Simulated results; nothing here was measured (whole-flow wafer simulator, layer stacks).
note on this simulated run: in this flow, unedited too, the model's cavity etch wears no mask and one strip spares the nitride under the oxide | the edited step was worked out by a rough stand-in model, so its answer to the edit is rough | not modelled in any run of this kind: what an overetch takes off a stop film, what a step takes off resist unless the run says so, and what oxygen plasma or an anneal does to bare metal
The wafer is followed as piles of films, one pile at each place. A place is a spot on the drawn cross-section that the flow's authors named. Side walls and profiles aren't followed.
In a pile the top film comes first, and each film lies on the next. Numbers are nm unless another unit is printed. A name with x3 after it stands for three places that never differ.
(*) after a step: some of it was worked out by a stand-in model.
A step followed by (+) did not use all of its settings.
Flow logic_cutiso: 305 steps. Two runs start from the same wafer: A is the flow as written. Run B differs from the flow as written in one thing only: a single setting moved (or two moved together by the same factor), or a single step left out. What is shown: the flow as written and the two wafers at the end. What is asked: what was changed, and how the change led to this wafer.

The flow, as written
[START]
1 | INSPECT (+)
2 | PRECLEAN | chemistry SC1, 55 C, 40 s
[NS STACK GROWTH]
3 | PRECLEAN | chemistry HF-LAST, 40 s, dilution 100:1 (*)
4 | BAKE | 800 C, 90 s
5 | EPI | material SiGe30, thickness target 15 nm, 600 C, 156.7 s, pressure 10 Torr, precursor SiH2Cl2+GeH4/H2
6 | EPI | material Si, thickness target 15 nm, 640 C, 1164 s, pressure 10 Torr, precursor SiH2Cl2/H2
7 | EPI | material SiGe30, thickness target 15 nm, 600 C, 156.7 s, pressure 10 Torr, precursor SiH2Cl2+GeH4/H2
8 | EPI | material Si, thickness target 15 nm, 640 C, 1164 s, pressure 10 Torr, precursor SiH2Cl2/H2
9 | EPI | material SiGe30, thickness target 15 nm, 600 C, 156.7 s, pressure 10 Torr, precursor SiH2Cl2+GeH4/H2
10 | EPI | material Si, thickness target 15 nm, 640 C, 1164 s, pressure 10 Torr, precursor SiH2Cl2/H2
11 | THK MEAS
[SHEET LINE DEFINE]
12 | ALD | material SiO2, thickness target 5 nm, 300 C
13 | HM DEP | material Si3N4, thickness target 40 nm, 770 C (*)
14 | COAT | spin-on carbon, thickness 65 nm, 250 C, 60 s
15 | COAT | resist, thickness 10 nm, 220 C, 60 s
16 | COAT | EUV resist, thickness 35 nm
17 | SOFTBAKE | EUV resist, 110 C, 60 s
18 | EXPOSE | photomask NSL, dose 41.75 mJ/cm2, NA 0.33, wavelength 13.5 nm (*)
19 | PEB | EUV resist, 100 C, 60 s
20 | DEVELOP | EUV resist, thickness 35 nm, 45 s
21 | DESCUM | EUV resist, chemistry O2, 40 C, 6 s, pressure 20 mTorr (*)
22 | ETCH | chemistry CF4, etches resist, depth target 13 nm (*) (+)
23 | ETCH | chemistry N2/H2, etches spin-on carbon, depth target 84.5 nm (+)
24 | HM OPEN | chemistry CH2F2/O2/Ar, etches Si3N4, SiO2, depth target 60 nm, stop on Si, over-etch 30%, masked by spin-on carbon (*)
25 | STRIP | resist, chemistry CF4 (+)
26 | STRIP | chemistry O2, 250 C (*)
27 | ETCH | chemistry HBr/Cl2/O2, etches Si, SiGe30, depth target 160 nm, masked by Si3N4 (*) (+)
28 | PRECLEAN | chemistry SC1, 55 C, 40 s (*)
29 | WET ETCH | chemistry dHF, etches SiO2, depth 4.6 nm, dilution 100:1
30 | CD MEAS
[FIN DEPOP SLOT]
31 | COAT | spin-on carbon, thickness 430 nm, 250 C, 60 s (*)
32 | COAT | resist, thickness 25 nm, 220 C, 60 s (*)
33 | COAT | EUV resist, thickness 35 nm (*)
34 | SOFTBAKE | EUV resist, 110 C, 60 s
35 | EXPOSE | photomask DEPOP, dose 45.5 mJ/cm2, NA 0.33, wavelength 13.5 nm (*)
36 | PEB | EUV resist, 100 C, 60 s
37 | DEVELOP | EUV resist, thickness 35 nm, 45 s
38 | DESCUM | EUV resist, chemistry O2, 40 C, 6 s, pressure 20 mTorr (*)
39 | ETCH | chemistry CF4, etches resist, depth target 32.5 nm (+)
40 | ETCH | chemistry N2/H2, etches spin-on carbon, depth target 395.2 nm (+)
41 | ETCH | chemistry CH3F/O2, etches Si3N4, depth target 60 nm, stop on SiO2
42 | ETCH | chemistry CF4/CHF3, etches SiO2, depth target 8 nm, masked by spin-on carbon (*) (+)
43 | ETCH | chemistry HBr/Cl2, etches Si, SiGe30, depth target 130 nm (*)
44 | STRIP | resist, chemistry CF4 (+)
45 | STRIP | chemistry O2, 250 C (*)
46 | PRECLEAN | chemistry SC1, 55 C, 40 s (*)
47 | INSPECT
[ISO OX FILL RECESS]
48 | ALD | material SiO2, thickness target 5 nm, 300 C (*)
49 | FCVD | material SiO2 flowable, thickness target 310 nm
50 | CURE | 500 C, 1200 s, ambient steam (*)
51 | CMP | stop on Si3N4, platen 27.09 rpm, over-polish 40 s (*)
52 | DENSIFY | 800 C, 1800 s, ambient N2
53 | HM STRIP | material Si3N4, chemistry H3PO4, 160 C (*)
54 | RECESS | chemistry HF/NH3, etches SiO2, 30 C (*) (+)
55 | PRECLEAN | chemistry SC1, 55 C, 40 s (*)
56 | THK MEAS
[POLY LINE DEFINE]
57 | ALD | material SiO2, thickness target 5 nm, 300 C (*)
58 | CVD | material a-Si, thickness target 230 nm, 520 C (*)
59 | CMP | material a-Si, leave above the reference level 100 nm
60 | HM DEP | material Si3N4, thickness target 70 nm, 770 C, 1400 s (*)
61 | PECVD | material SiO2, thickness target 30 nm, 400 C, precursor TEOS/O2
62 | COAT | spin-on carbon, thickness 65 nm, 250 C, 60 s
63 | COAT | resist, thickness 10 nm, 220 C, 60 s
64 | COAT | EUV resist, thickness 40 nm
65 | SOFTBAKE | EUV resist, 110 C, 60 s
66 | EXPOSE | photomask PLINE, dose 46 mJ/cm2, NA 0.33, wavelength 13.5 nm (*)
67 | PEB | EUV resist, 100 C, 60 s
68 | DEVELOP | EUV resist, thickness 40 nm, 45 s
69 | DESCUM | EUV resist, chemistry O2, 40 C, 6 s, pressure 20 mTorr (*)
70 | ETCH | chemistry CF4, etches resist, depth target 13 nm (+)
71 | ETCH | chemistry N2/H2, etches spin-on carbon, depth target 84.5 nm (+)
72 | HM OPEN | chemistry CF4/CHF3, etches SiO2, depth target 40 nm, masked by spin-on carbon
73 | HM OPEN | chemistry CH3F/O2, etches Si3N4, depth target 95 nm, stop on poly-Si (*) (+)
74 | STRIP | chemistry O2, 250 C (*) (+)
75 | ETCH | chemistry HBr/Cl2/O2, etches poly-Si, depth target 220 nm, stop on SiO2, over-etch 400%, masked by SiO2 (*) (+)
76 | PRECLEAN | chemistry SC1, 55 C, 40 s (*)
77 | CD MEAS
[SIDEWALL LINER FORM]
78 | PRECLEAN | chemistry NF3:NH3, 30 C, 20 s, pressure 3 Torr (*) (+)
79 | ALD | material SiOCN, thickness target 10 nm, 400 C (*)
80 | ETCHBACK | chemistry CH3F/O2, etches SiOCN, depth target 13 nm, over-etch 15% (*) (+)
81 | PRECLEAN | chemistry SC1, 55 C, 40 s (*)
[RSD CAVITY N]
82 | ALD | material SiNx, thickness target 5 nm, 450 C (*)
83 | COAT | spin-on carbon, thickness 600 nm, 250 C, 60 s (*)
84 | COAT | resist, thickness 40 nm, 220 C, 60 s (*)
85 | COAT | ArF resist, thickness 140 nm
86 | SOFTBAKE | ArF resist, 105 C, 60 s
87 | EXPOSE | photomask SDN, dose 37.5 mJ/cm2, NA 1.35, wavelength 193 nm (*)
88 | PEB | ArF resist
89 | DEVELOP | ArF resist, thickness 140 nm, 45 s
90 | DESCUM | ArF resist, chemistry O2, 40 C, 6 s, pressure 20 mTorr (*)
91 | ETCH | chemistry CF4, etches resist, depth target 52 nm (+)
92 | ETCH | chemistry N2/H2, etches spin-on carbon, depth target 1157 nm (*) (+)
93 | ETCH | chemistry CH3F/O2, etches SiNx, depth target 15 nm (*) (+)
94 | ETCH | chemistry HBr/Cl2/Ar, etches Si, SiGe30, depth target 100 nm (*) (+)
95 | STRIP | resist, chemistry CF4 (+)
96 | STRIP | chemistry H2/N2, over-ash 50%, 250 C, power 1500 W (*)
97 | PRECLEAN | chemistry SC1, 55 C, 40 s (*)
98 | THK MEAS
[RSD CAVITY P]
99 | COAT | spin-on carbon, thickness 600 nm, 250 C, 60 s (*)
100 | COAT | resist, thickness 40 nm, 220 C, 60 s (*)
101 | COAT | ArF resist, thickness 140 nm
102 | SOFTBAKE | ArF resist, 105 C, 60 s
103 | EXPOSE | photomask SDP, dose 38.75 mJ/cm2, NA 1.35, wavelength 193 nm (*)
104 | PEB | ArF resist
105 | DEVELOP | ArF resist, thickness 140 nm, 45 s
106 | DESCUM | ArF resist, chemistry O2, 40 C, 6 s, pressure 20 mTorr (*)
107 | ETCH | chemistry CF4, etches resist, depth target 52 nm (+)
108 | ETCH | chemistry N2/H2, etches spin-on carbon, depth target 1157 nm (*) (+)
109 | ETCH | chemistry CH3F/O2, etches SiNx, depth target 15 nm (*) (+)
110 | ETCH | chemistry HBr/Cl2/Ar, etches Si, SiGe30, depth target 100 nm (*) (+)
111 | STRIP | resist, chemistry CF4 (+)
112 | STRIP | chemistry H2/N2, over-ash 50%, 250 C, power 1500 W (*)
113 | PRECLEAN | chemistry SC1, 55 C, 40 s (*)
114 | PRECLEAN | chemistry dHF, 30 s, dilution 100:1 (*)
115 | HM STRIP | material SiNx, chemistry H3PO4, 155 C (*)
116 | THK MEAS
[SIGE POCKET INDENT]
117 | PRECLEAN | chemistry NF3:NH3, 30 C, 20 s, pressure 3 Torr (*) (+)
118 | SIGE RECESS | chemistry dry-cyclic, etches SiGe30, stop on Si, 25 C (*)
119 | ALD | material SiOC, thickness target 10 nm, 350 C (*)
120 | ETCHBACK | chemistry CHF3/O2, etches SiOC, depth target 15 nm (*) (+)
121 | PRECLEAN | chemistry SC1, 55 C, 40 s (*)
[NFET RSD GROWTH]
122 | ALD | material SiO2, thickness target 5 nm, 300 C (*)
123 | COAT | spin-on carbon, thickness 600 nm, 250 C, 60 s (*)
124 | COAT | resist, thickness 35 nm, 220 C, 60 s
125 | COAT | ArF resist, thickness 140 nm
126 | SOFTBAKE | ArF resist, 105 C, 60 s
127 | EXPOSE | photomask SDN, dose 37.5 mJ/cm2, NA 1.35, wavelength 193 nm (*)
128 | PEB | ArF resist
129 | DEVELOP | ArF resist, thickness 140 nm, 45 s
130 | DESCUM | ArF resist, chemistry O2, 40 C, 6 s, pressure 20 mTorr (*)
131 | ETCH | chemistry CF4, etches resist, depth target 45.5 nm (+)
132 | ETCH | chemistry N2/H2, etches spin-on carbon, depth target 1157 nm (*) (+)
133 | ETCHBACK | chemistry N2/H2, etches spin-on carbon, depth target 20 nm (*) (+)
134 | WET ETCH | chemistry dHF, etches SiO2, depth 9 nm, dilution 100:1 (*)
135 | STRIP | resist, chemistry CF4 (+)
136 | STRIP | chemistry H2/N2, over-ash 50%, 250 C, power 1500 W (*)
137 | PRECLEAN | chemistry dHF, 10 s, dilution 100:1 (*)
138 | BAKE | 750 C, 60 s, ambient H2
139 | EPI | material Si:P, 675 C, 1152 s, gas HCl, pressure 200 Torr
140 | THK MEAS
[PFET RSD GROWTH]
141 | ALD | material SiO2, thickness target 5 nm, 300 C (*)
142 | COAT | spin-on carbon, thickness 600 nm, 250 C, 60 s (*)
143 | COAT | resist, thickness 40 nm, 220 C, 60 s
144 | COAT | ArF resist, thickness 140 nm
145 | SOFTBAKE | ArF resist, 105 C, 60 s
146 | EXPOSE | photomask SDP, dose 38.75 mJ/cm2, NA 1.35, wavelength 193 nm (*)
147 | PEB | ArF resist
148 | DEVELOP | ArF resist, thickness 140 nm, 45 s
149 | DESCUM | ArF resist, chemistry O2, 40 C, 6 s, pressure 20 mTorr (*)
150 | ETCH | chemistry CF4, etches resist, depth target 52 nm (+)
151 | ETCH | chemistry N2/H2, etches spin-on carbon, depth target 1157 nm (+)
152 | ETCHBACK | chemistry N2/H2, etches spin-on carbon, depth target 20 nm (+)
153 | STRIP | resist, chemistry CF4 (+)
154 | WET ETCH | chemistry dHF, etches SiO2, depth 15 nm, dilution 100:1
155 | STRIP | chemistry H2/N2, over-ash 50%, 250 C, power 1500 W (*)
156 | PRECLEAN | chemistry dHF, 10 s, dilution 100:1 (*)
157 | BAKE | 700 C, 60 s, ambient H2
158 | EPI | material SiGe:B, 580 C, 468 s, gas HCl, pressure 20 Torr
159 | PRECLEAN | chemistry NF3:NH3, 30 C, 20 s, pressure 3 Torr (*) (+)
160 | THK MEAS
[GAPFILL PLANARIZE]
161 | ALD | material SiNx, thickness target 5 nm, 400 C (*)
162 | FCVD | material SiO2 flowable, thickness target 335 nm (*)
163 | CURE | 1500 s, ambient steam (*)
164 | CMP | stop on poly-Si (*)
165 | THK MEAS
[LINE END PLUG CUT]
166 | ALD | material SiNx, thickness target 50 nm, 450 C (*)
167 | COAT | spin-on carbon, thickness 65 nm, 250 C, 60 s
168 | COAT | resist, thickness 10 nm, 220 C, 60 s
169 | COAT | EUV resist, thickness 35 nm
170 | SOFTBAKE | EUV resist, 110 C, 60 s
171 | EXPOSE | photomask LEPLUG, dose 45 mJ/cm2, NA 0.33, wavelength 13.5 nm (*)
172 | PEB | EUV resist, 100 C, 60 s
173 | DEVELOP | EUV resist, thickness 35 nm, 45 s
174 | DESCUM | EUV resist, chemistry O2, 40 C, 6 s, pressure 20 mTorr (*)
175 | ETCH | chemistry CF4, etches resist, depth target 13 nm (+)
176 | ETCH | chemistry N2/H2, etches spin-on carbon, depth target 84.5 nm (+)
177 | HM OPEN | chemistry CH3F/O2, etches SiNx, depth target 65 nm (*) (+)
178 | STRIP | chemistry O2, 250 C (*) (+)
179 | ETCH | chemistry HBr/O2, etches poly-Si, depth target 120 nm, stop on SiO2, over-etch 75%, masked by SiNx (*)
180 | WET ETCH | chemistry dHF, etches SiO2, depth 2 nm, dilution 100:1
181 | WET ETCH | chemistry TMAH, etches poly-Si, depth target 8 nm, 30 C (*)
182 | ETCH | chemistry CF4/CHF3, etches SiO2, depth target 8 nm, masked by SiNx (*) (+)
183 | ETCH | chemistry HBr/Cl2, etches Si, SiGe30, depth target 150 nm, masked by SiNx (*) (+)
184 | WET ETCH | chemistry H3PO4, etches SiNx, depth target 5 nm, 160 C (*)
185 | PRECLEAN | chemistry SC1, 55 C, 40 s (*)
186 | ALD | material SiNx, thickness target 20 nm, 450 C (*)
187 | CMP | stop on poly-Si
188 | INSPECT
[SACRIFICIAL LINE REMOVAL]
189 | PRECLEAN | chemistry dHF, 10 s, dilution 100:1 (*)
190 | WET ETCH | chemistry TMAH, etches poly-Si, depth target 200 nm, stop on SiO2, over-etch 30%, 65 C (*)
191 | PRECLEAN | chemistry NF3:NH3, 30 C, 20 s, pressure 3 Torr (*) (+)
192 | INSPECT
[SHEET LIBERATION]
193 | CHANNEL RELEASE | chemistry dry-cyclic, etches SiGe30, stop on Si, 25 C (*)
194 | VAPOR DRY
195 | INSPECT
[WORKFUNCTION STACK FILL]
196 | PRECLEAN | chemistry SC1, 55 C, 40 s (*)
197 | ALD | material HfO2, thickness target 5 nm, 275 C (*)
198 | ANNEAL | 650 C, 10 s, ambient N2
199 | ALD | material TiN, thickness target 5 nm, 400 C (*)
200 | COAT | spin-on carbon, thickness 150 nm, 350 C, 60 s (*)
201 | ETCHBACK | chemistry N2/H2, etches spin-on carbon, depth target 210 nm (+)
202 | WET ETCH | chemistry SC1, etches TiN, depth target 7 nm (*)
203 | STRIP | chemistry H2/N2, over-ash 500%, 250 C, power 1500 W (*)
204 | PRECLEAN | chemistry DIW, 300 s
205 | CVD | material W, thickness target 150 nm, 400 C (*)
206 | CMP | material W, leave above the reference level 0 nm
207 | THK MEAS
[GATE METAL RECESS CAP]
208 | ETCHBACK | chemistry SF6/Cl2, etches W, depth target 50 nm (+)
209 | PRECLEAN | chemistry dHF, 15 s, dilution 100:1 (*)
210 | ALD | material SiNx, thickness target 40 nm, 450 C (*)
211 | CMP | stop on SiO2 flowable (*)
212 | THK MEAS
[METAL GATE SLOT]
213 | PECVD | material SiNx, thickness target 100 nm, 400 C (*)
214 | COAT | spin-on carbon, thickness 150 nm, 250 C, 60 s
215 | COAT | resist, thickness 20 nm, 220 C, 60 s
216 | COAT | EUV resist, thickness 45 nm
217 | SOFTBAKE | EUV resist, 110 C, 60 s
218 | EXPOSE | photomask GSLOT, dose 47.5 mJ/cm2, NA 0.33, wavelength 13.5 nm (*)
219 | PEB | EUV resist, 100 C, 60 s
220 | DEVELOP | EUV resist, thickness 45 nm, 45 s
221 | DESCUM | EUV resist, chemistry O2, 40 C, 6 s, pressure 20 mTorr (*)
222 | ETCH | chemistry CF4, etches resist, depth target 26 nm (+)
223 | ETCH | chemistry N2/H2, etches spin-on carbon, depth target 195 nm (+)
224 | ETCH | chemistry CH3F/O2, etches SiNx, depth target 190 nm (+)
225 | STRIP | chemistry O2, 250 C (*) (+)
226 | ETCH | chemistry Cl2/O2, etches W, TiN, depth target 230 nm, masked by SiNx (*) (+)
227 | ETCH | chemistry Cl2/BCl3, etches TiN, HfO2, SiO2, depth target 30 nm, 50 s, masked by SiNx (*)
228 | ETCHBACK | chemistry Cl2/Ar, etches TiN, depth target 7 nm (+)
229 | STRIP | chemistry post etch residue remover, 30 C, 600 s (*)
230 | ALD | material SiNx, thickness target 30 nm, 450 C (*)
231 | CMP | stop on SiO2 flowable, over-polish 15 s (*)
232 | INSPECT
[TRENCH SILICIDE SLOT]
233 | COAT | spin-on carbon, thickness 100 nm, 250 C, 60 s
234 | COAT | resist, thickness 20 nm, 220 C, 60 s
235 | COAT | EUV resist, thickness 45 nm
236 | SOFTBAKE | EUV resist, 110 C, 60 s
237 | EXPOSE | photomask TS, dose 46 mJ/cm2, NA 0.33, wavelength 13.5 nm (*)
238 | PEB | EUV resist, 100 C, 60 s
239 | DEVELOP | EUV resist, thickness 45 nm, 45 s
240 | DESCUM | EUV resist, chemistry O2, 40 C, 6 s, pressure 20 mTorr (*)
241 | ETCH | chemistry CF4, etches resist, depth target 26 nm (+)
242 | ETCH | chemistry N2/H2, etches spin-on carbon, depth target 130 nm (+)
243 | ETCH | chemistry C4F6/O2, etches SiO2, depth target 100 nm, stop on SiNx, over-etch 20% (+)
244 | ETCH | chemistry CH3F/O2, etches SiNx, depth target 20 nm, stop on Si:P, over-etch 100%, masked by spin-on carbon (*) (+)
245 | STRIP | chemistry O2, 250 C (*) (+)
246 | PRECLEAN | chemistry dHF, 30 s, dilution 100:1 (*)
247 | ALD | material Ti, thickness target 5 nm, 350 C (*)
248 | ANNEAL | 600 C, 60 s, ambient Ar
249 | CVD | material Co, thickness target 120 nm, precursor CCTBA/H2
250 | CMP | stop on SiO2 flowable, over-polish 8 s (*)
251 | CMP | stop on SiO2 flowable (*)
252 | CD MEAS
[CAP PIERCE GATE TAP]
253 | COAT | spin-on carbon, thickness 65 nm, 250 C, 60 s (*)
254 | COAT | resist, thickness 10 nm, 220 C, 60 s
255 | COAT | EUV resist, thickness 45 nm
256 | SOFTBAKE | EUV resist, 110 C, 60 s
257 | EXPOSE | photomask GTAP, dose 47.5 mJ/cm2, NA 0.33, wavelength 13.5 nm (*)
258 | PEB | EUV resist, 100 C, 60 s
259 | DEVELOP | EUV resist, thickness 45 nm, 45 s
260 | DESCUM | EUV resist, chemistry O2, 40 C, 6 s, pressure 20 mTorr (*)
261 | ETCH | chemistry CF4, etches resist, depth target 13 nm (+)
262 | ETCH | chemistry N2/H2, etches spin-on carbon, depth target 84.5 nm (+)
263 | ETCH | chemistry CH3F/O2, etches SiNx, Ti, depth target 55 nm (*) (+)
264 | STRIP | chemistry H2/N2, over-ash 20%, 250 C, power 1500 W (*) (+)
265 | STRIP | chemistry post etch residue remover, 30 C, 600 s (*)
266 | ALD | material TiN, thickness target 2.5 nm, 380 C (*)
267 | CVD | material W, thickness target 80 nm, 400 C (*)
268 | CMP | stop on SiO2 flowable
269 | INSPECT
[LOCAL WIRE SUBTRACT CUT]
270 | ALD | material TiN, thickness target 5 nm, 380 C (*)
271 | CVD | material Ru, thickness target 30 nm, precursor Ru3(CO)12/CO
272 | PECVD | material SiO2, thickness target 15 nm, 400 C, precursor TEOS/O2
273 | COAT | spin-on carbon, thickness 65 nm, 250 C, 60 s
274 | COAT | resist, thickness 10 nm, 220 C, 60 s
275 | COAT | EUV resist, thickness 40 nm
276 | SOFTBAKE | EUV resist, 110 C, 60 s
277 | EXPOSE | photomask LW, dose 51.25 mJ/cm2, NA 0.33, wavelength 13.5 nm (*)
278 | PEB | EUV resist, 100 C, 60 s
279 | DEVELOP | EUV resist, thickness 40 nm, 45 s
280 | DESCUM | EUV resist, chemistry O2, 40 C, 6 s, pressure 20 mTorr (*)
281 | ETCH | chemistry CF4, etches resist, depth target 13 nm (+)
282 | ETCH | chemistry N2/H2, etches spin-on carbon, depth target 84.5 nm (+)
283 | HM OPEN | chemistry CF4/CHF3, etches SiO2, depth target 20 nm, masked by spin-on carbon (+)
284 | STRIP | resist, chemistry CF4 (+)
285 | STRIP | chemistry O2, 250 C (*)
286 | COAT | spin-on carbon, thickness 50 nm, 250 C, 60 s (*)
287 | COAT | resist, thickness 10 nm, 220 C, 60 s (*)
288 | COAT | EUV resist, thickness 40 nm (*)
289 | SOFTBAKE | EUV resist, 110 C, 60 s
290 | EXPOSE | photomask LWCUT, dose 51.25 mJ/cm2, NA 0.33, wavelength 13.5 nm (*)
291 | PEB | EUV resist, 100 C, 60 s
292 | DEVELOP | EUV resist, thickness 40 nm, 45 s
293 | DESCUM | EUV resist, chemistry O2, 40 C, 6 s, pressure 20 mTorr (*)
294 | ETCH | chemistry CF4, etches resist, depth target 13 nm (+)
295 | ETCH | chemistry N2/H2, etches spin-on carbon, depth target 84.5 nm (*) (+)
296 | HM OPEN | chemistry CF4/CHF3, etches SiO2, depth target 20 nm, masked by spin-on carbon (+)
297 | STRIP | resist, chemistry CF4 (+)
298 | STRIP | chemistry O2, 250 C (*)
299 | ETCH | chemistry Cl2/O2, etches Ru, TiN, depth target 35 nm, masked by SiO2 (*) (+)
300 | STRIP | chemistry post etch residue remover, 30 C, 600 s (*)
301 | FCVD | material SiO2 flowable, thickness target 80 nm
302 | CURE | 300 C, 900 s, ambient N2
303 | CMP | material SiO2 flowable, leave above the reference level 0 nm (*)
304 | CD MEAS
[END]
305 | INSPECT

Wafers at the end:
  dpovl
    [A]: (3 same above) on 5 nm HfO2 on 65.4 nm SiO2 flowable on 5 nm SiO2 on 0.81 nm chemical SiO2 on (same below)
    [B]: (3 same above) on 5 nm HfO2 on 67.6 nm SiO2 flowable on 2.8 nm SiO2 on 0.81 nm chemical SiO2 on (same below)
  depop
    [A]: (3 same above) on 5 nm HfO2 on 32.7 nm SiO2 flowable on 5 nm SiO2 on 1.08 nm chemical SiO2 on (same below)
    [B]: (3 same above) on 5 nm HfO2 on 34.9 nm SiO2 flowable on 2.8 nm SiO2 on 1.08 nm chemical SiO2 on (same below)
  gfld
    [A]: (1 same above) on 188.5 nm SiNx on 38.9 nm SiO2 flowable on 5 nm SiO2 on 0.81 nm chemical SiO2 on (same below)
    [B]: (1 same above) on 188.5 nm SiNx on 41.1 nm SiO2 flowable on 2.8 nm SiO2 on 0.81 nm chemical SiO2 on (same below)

Cause: step 48, ALD: thickness target 2.8 nm was run, whereas the flow has thickness target 5 nm.
The wafer itself shows it: dpovl has SiO2 2.8, and step 48 as written asks for 5 nm.

The path from the change to this, step by step:
  48 | ALD | material SiO2, thickness target 5 nm, 300 C (*)
      depop, dpovl, gfld and 19 more: A SiO2 gains 5 (new film) | B SiO2 gains 2.8 (new film)
  49 | FCVD | material SiO2 flowable, thickness target 310 nm
      dpovl, nsgap: A SiO2 flowable gains 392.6 (new film) | B SiO2 flowable gains 383.6 (new film)
      depop: A SiO2 flowable gains 359.9 (new film) | B SiO2 flowable gains 350.9 (new film)
      (as well as at 2 more places)
  51 | CMP | stop on Si3N4, platen 27.09 rpm, over-polish 40 s (*)
      gxn, gxp: A SiO2 flowable loses 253 (all of it), SiO2 loses 5 (all of it), Si3N4 loses 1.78 | B SiO2 flowable loses 251.9 (all of it), SiO2 loses 2.8 (all of it), Si3N4 loses 1.78
      lnrt, tap: A SiO2 flowable loses 254.2 (all of it), SiO2 loses 5 (all of it), Si3N4 loses 1.78 | B SiO2 flowable loses 253.1 (all of it), SiO2 loses 2.8 (all of it), Si3N4 loses 1.78
      (as well as at 14 more places)
  197 | ALD | material HfO2, thickness target 5 nm, 275 C (*)
      gxf: A HfO2 gains 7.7 (new film) | B HfO2 gains 5 (new film)
  199 | ALD | material TiN, thickness target 5 nm, 400 C (*)
      gxf: A TiN gains 5 (new film) | B TiN gains 7.64 (new film)
